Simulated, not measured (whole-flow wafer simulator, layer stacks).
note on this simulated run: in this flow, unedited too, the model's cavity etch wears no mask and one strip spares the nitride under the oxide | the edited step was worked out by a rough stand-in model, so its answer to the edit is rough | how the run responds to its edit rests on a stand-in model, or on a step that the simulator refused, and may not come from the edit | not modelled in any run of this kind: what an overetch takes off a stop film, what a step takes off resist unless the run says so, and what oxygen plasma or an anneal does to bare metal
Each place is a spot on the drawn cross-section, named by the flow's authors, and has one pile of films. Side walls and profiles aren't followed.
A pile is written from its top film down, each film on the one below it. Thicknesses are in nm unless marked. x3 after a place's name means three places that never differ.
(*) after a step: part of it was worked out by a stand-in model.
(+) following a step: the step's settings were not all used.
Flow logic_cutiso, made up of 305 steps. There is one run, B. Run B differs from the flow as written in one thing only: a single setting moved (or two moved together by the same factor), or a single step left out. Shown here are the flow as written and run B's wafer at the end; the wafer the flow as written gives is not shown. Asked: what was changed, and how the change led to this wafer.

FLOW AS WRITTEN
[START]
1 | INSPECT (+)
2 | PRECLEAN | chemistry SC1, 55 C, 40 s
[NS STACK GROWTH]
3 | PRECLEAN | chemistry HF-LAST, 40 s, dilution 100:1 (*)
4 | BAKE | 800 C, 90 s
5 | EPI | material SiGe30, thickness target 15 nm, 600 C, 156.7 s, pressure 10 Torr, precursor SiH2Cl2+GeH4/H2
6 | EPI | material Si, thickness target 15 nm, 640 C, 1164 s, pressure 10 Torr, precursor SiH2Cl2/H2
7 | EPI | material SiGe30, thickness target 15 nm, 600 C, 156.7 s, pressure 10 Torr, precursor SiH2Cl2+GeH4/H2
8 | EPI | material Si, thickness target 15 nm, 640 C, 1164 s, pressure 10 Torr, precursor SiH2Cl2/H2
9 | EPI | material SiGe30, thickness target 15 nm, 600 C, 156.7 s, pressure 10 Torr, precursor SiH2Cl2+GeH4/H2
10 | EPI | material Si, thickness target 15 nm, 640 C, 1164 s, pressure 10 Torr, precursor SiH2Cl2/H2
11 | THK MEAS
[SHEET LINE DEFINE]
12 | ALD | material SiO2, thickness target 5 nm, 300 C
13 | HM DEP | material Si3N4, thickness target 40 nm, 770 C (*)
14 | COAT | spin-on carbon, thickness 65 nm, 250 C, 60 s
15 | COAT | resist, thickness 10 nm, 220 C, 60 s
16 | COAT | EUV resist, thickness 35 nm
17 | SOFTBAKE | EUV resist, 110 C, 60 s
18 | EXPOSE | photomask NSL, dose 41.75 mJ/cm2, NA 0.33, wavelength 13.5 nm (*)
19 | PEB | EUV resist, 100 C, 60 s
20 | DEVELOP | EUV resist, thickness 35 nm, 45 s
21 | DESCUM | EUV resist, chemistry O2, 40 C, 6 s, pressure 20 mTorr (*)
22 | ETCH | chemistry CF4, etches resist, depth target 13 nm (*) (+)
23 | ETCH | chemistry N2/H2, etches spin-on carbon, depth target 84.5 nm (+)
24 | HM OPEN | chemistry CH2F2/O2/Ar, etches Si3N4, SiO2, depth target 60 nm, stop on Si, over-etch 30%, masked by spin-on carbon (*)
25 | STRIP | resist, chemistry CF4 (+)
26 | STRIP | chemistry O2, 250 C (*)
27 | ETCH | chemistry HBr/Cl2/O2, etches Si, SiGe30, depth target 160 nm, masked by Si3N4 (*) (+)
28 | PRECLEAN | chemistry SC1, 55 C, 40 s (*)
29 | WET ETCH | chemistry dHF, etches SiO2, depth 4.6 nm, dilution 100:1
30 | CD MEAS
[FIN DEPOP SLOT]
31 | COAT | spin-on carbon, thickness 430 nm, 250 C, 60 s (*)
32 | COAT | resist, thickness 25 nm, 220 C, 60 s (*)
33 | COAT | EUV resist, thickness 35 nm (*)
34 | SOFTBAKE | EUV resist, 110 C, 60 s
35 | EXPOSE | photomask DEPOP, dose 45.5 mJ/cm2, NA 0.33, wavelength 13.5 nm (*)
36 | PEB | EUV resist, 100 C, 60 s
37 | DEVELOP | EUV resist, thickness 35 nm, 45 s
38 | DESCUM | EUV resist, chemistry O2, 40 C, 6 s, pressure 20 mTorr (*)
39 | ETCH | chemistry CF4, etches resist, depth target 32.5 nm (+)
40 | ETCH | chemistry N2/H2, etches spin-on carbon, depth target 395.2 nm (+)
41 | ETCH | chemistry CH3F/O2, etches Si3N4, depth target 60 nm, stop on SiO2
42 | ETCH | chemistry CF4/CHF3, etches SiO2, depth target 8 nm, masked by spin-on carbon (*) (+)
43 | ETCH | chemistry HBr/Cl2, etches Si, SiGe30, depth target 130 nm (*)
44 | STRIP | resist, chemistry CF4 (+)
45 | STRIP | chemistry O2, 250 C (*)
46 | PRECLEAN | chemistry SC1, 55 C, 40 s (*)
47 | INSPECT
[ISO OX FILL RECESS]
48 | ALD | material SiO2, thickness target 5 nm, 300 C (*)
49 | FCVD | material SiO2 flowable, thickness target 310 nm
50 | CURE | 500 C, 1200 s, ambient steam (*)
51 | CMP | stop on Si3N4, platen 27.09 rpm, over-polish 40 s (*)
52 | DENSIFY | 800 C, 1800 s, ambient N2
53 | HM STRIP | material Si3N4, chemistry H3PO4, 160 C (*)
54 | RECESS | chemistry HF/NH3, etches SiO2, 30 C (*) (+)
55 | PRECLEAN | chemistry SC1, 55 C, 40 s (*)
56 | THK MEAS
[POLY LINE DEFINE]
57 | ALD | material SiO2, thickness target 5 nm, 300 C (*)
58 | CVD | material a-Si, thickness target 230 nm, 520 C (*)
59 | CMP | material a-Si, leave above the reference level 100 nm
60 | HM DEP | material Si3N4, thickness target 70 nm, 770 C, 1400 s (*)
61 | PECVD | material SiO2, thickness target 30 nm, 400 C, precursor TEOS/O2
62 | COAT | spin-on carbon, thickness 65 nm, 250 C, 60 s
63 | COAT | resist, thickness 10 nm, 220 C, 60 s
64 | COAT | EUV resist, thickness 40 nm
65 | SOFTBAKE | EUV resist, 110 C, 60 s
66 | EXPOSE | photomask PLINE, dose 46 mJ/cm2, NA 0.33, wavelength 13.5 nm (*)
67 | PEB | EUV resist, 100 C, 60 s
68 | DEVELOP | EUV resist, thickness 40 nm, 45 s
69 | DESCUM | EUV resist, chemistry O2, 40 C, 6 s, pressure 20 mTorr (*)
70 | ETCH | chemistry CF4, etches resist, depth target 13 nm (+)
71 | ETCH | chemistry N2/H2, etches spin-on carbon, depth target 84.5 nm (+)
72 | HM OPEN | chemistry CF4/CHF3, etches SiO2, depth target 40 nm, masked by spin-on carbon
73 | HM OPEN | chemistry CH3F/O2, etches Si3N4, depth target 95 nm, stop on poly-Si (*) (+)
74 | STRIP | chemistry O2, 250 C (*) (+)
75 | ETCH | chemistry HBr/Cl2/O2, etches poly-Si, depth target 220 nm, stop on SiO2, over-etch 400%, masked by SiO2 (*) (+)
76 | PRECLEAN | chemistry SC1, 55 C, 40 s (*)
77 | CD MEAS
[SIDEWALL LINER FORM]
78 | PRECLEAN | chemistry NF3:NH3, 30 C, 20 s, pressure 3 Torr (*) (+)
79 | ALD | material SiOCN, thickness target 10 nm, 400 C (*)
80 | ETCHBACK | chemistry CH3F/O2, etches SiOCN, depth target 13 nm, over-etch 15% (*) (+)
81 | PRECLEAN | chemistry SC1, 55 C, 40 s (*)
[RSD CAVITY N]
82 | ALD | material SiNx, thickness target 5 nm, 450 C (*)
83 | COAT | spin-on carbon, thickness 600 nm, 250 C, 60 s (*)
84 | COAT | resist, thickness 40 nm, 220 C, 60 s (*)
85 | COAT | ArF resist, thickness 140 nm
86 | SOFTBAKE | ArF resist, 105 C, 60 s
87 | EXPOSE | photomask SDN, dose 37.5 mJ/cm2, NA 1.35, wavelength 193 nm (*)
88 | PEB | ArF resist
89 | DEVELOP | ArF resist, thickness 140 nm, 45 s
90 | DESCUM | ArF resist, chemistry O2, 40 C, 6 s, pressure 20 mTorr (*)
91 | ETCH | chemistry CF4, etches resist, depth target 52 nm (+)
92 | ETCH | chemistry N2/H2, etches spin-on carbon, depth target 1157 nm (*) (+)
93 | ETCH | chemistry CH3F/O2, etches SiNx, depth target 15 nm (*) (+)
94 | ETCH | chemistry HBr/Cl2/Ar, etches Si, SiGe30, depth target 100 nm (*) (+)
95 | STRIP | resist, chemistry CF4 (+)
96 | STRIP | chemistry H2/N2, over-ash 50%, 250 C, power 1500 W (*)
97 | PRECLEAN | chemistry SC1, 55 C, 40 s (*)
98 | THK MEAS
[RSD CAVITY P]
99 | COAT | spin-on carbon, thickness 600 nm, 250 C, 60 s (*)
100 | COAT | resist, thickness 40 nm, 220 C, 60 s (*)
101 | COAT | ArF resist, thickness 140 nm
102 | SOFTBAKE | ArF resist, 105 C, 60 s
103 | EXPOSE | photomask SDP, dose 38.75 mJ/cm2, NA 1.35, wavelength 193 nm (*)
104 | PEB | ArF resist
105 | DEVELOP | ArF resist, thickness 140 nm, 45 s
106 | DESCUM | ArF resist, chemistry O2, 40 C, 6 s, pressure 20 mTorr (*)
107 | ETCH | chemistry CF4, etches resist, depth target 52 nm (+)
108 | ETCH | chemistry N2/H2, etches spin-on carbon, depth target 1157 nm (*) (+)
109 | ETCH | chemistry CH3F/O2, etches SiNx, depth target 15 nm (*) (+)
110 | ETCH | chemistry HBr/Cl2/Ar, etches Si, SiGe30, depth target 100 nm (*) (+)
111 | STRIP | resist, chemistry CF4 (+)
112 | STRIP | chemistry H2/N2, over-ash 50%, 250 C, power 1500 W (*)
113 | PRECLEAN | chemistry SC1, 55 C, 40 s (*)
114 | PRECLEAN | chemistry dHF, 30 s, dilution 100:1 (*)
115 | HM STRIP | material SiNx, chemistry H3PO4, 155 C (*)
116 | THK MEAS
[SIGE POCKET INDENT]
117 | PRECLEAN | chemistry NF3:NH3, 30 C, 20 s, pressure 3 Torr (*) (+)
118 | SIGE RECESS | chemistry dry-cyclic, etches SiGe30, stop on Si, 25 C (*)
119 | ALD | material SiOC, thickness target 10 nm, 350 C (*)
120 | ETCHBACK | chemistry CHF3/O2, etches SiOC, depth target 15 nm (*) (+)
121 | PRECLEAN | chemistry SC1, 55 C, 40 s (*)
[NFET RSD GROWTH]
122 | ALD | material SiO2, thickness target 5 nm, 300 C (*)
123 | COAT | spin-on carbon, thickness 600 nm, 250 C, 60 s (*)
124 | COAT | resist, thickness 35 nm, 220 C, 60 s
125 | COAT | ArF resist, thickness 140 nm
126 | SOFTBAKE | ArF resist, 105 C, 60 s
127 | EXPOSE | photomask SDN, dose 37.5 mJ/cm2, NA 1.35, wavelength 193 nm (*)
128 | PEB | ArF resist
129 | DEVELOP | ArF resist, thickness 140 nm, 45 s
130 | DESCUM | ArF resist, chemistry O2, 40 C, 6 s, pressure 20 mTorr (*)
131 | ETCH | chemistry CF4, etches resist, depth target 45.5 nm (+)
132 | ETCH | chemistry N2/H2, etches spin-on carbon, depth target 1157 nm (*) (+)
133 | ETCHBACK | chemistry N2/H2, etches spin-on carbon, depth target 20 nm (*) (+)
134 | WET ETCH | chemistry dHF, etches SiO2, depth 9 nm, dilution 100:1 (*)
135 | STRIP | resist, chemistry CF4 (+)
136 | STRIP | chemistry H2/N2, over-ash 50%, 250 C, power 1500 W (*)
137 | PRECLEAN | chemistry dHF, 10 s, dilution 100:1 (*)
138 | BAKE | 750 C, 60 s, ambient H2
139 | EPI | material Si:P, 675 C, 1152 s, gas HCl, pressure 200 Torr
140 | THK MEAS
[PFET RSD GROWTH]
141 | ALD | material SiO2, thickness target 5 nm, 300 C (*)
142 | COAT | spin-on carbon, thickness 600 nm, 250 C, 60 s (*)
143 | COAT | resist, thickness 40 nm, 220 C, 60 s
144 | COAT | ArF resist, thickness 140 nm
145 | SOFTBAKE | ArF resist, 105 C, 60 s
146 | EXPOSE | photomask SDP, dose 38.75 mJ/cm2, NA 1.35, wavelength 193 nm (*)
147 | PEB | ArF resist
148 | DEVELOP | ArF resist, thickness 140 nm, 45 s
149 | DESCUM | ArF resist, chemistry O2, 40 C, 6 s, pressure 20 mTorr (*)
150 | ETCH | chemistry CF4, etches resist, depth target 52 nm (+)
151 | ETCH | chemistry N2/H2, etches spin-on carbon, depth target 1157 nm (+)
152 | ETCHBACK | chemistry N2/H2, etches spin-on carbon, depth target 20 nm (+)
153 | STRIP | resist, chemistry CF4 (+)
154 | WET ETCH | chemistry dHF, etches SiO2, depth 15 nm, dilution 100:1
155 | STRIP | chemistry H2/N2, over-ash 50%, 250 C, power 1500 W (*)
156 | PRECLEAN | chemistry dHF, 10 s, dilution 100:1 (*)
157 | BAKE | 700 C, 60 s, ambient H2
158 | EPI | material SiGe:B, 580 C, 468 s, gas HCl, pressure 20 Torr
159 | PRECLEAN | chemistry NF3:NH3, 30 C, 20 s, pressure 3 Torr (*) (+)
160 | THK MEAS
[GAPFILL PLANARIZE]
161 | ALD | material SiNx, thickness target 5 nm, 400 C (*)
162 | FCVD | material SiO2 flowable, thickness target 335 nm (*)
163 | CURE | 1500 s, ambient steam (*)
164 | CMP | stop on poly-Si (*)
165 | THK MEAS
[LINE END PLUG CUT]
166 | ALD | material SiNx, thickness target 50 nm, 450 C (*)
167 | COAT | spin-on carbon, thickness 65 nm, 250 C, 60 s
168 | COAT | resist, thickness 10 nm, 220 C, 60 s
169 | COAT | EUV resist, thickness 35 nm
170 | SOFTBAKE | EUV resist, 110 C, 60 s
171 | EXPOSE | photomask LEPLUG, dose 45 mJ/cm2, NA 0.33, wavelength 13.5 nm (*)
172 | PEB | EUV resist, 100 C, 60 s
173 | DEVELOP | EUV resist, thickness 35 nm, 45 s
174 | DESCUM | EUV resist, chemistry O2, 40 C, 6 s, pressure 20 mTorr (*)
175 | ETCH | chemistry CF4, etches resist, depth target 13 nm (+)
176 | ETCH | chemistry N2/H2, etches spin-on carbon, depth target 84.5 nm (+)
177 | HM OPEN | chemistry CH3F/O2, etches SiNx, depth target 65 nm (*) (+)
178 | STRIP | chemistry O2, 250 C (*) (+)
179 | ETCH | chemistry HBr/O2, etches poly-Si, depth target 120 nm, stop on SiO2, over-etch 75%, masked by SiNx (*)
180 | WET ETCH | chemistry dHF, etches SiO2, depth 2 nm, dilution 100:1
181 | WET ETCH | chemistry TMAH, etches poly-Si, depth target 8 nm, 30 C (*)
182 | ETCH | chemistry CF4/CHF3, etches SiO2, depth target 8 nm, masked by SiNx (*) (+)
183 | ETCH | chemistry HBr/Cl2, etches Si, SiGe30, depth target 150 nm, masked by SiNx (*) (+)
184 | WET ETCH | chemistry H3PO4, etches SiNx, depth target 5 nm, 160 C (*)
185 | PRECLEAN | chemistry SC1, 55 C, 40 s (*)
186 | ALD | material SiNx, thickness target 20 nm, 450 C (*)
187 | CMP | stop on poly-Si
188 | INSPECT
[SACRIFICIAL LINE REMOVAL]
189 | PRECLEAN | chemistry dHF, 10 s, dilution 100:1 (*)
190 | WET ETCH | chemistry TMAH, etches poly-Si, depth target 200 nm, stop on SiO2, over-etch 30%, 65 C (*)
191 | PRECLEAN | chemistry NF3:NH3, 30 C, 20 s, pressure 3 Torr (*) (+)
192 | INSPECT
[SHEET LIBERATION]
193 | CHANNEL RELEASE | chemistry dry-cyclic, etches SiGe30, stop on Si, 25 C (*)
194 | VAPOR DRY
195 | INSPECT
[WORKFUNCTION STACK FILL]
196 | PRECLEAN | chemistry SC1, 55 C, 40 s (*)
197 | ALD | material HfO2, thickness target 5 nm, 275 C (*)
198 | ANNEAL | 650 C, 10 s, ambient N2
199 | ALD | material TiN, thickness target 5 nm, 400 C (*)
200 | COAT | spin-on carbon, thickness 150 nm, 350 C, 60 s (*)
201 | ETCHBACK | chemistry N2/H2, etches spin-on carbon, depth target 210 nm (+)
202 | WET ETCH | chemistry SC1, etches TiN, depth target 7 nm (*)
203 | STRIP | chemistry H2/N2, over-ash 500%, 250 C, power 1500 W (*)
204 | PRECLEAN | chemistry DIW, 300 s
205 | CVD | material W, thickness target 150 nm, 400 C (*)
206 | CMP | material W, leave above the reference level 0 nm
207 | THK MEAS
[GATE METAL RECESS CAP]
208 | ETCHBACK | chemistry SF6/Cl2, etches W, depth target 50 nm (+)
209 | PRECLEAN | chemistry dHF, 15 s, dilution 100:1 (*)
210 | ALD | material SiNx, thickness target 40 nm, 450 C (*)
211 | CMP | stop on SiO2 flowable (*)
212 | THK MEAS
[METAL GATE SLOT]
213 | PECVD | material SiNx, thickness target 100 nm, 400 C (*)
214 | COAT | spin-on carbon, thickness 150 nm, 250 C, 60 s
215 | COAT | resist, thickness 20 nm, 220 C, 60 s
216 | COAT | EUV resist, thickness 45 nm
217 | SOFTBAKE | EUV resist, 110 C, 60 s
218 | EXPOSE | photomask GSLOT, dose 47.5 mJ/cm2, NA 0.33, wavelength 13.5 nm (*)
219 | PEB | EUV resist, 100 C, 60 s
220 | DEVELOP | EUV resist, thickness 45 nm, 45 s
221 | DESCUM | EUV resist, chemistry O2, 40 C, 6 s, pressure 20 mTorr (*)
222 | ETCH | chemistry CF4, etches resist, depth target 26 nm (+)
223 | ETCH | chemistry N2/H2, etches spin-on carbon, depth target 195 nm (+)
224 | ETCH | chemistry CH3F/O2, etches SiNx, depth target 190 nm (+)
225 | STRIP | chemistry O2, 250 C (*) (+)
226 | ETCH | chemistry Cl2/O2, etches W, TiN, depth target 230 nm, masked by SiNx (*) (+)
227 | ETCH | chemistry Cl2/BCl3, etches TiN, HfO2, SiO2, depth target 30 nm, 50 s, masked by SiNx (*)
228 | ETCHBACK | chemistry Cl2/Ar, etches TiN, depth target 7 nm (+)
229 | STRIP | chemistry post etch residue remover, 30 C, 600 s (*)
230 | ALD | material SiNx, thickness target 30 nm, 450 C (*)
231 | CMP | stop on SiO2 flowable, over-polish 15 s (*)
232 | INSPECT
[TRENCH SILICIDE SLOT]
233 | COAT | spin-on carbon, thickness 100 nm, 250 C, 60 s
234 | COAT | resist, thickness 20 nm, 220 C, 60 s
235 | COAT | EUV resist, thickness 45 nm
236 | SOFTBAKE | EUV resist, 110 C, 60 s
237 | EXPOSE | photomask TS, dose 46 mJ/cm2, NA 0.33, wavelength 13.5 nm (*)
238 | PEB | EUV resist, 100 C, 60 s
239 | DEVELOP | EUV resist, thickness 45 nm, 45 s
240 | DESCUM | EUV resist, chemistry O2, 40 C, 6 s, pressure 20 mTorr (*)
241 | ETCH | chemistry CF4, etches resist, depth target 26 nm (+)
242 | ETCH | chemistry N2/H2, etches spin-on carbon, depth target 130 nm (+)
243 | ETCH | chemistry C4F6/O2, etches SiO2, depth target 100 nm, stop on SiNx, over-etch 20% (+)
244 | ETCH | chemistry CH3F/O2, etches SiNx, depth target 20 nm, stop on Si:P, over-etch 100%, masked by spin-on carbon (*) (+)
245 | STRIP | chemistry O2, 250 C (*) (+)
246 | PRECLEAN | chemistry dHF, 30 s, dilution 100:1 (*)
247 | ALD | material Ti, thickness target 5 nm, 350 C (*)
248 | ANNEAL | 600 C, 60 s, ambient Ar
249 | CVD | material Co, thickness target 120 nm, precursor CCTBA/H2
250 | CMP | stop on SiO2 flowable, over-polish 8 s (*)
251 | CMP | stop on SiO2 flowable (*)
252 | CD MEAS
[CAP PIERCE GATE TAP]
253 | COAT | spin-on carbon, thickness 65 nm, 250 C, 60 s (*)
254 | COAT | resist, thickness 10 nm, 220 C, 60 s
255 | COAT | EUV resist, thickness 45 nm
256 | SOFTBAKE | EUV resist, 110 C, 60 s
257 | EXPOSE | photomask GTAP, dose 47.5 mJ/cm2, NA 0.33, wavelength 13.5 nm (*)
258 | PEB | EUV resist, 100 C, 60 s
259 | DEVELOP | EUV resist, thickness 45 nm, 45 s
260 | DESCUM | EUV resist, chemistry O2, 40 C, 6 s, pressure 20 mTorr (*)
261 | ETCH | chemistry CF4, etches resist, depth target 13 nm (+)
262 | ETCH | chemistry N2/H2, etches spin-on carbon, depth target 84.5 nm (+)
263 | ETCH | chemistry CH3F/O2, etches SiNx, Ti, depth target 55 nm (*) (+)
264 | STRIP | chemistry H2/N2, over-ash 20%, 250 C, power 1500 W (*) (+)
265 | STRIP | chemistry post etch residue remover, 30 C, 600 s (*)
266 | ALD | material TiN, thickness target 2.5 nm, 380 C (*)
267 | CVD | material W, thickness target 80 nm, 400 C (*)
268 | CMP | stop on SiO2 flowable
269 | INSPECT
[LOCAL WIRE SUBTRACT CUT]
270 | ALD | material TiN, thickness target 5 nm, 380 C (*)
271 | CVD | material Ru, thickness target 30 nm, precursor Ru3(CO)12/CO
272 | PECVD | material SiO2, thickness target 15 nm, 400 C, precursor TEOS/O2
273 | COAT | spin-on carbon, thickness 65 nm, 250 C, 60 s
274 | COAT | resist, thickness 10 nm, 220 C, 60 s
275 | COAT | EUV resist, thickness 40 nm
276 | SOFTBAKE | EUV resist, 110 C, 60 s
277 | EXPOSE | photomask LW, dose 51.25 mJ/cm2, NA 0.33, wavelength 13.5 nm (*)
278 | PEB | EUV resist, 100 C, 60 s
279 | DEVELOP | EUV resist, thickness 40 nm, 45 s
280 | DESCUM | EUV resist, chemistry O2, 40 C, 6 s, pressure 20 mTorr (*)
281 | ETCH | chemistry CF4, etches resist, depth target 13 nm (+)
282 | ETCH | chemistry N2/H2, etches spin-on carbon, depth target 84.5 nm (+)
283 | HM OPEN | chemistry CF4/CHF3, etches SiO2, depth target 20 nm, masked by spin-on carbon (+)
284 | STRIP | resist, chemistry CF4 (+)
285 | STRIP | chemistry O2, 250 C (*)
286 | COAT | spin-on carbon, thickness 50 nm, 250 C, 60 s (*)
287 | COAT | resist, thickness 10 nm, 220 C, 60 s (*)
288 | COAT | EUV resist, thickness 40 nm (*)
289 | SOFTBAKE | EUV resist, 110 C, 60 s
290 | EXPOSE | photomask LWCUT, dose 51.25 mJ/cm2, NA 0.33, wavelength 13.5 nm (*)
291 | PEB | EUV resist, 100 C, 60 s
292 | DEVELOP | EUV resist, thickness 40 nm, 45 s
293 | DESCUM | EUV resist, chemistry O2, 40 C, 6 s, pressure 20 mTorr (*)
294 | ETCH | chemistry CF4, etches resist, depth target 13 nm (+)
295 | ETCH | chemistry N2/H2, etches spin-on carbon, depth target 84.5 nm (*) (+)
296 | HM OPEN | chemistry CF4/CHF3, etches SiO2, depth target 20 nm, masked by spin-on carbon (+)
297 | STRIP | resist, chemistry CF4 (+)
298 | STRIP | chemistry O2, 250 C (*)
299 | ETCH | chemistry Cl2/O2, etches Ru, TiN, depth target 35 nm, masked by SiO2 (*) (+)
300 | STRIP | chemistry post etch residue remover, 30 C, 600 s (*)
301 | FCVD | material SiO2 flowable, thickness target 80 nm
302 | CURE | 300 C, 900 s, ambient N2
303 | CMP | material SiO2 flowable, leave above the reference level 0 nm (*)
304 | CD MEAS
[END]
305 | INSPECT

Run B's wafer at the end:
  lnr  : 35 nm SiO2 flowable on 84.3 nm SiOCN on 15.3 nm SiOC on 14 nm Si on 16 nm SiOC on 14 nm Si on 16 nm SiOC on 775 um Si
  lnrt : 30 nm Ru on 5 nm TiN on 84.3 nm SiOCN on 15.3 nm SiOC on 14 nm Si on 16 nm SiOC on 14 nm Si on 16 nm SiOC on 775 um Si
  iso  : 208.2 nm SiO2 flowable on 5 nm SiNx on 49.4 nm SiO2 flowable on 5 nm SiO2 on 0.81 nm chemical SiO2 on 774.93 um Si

The reason: step 75, ETCH: depth target 319 nm was run, while the flow as written has depth target 220 nm.

The path from the change to this, step by step:
  75 | ETCH | chemistry HBr/Cl2/O2, etches poly-Si, depth target 220 nm, stop on SiO2, over-etch 400%, masked by SiO2 (*) (+)
      lnr, lnrp, lnrt, rsdn, rsdp, rsdw, rsdx: -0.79 chemical SiO2 (all of it), -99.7 poly-Si (all of it), -5 SiO2 (all of it), -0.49 chemical SiO2 (all of it), -13.9 Si (all of it) (it would be, as written: -0.79 chemical SiO2 (all of it), -99.7 poly-Si (all of it), -5 SiO2 (all of it))
      iso, lnri: -0.79 chemical SiO2 (all of it), -189.1 poly-Si (all of it), -5 SiO2 (all of it), -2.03 SiO2 flowable (it would be, as written: -0.79 chemical SiO2 (all of it), -189.1 poly-Si (all of it), -4.55 SiO2)
  80 | ETCHBACK | chemistry CH3F/O2, etches SiOCN, depth target 13 nm, over-etch 15% (*) (+)
      rsdn, rsdp, rsdw, rsdx: -10 SiOCN (all of it), -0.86 SiGe30 (it would be, as written: -10 SiOCN (all of it), -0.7 Si)
      lnr, lnrp, lnrt: +189.1 SiOCN (it would be, as written: +175.1 SiOCN)
  94 | ETCH | chemistry HBr/Cl2/Ar, etches Si, SiGe30, depth target 100 nm (*) (+)
      rsdn, rsdx: -0.49 chemical SiO2 (all of it), -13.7 SiGe30 (all of it), -15 Si (all of it), -15 SiGe30 (all of it), -15 Si (all of it), -15 SiGe30 (all of it), -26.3 Si (it would be, as written: -0.49 chemical SiO2 (all of it), -12.8 Si (all of it), -15 SiGe30 (all of it), -15 Si (all of it), -15 SiGe30 (all of it), -15 Si (all of it), -15 SiGe30 (all of it), -12.2 Si)
  110 | ETCH | chemistry HBr/Cl2/Ar, etches Si, SiGe30, depth target 100 nm (*) (+)
      rsdp, rsdw: -0.49 chemical SiO2 (all of it), -13.7 SiGe30 (all of it), -15 Si (all of it), -15 SiGe30 (all of it), -15 Si (all of it), -15 SiGe30 (all of it), -26.3 Si (it would be, as written: -0.49 chemical SiO2 (all of it), -12.8 Si (all of it), -15 SiGe30 (all of it), -15 Si (all of it), -15 SiGe30 (all of it), -15 Si (all of it), -15 SiGe30 (all of it), -12.2 Si)
  118 | SIGE RECESS | chemistry dry-cyclic, etches SiGe30, stop on Si, 25 C (*)
      lnr, lnrp, lnrt: -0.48 SiOCN, +15.3 cavity (new film), -14.8 SiGe30 (all of it), -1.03 Si, +16 cavity (new film), -15 SiGe30 (all of it), -1.03 Si, +16 cavity (new film), -15 SiGe30 (all of it), -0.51 Si (it would be, as written: -0.48 SiOCN, -0.51 Si, +16 cavity (new film), -15 SiGe30 (all of it), -1.03 Si, +16 cavity (new film), -15 SiGe30 (all of it), -1.03 Si, +16 cavity (new film), -15 SiGe30 (all of it), -0.51 Si)
  119 | ALD | material SiOC, thickness target 10 nm, 350 C (*)
      lnr, lnrp, lnrt: +10 SiOC (new film), +15.3 SiOC (new film), -15.3 cavity (all of it), +16 SiOC (new film), -16 cavity (all of it), +16 SiOC (new film), -16 cavity (all of it) (it would be, as written: +10 SiOC (new film), +16 SiOC (new film), -16 cavity (all of it), +16 SiOC (new film), -16 cavity (all of it), +16 SiOC (new film), -16 cavity (all of it))
  135 | STRIP | resist, chemistry CF4 (+)
      gl: -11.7 Si3N4 (it would be, as written: -12.3 Si3N4)
  139 | EPI | material Si:P, 675 C, 1152 s, gas HCl, pressure 200 Torr
      rsdn, rsdx: +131 Si:P (new film) (it would be, as written: +116.9 Si:P (new film))
  141 | ALD | material SiO2, thickness target 5 nm, 300 C (*)
      gxn: +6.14 SiO2 (new film) (it would be, as written: +10.1 SiO2 (new film))
  158 | EPI | material SiGe:B, 580 C, 468 s, gas HCl, pressure 20 Torr
      rsdp, rsdw: +131 SiGe:B (new film) (it would be, as written: +116.8 SiGe:B (new film))
  159 | PRECLEAN | chemistry NF3:NH3, 30 C, 20 s, pressure 3 Torr (*) (+)
      gxn: -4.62 SiO2 (all of it), -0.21 Si3N4 (it would be, as written: -7.5 SiO2)
  164 | CMP | stop on poly-Si (*)
      gxn: -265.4 SiO2 flowable (all of it), -5 SiNx (all of it), -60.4 Si3N4 (all of it) (it would be, as written: -264.5 SiO2 flowable (all of it), -5 SiNx (all of it), -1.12 SiO2 (all of it), -60.3 Si3N4 (all of it))
